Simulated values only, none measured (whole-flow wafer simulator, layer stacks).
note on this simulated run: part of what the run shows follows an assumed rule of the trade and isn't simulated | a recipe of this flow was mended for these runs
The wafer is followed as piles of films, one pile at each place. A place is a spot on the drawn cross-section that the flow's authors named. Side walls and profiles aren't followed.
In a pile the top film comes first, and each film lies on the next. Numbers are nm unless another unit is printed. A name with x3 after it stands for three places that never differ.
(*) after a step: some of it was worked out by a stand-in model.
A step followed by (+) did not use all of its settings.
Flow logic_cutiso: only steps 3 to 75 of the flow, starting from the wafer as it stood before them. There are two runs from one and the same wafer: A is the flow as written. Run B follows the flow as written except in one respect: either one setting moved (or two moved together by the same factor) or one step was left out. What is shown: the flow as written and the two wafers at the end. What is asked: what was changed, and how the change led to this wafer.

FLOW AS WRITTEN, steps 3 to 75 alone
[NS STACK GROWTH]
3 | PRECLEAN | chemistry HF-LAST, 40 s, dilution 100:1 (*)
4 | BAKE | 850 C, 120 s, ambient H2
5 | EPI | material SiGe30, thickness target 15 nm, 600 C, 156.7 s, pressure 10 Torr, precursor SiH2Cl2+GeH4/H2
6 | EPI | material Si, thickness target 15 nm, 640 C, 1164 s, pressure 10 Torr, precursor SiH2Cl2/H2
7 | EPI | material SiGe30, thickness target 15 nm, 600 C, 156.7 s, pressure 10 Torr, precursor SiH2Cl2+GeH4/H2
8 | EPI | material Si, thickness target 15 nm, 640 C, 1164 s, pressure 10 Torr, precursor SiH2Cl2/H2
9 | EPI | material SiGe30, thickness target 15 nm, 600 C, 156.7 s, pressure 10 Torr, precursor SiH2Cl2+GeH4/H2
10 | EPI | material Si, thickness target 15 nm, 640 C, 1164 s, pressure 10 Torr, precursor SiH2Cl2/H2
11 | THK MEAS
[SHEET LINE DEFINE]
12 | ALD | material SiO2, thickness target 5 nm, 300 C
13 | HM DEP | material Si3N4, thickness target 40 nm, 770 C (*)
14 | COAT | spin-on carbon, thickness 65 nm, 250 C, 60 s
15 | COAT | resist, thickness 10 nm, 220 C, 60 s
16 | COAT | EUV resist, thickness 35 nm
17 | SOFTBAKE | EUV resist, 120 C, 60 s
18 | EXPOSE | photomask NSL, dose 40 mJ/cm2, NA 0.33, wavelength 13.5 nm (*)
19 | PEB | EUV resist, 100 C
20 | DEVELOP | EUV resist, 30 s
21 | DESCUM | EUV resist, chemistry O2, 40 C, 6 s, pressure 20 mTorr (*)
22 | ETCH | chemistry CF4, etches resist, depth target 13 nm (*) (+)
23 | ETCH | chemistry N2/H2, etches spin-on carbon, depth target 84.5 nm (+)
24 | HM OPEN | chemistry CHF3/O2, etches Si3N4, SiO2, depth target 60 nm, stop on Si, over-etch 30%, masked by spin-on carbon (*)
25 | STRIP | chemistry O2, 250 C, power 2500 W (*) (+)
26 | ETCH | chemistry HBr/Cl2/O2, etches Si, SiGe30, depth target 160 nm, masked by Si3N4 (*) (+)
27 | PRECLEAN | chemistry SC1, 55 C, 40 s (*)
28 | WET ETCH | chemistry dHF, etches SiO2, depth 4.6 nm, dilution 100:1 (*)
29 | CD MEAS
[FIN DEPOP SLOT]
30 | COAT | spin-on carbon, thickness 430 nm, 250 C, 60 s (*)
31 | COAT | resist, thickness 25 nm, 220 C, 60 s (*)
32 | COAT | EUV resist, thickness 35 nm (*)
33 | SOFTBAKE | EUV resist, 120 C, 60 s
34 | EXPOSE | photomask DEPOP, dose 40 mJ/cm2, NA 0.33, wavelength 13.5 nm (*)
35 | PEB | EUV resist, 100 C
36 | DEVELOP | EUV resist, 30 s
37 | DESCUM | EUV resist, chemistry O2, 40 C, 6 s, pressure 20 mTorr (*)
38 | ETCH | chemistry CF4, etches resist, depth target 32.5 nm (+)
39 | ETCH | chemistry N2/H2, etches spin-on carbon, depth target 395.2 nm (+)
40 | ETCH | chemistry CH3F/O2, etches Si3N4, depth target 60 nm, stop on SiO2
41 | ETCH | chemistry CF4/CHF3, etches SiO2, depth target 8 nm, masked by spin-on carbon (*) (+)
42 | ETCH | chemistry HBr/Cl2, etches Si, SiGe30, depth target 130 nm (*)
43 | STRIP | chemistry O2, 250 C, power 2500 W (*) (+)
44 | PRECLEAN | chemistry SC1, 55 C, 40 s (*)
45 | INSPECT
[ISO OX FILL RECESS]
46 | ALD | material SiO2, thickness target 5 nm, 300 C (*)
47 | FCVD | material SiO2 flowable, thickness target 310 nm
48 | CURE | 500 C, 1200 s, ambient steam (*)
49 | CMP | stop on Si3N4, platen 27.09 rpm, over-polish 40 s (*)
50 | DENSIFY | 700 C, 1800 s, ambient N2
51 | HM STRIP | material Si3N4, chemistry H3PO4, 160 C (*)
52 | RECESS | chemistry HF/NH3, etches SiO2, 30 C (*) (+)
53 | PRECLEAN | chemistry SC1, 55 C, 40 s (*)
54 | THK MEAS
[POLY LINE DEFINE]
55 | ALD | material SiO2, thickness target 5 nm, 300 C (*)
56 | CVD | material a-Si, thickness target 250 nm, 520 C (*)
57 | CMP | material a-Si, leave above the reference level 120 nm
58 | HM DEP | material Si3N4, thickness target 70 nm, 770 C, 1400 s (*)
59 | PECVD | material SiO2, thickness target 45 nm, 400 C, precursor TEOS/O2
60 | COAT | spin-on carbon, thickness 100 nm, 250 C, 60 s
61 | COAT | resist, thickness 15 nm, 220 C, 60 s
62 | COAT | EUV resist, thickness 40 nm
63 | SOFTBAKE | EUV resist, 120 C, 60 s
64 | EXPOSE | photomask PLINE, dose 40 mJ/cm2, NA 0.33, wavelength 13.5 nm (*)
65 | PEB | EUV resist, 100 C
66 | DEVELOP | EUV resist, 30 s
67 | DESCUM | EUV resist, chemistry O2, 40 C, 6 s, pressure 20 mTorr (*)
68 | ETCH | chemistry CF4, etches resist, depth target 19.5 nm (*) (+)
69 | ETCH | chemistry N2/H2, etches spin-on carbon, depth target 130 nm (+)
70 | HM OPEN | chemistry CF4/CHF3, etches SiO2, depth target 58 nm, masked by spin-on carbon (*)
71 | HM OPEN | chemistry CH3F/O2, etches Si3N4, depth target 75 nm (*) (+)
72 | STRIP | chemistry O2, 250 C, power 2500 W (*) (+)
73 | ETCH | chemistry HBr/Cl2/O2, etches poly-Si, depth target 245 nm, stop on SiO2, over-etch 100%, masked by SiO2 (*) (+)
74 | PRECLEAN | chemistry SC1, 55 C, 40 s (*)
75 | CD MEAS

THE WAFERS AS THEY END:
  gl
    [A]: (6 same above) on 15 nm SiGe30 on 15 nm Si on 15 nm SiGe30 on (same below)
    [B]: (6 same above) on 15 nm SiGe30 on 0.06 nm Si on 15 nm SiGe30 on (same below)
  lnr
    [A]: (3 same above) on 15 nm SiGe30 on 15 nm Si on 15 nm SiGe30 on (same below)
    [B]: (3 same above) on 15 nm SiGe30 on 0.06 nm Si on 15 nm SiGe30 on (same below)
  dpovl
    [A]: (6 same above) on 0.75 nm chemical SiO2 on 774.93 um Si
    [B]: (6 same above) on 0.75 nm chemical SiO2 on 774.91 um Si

The reason: step 8, EPI: 544 C was run, though the flow has 640 C.

Step by step, how the change led to this:
  8 | EPI | material Si, thickness target 15 nm, 640 C, 1164 s, pressure 10 Torr, precursor SiH2Cl2/H2
      depop, dpovl, gfld and 19 more: A +15 Si (new film) | B +0.06 Si (new film)
  26 | ETCH | chemistry HBr/Cl2/O2, etches Si, SiGe30, depth target 160 nm, masked by Si3N4 (*) (+)
      dpovl, gfld, gxf, iso, isow, lnri, nsgap: A -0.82 chemical SiO2 (all of it), -12 Si (all of it), -15 SiGe30 (all of it), -15 Si (all of it), -15 SiGe30 (all of it), -15 Si (all of it), -15 SiGe30 (all of it), -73 Si | B -0.82 chemical SiO2 (all of it), -12 Si (all of it), -15 SiGe30 (all of it), -0.06 Si (all of it), -15 SiGe30 (all of it), -15 Si (all of it), -15 SiGe30 (all of it), -87.9 Si
  42 | ETCH | chemistry HBr/Cl2, etches Si, SiGe30, depth target 130 nm (*)
      depop: A -13.8 Si (all of it), -15 SiGe30 (all of it), -15 Si (all of it), -15 SiGe30 (all of it), -15 Si (all of it), -15 SiGe30 (all of it), -41.2 Si | B -13.8 Si (all of it), -15 SiGe30 (all of it), -0.06 Si (all of it), -15 SiGe30 (all of it), -15 Si (all of it), -15 SiGe30 (all of it), -56.2 Si
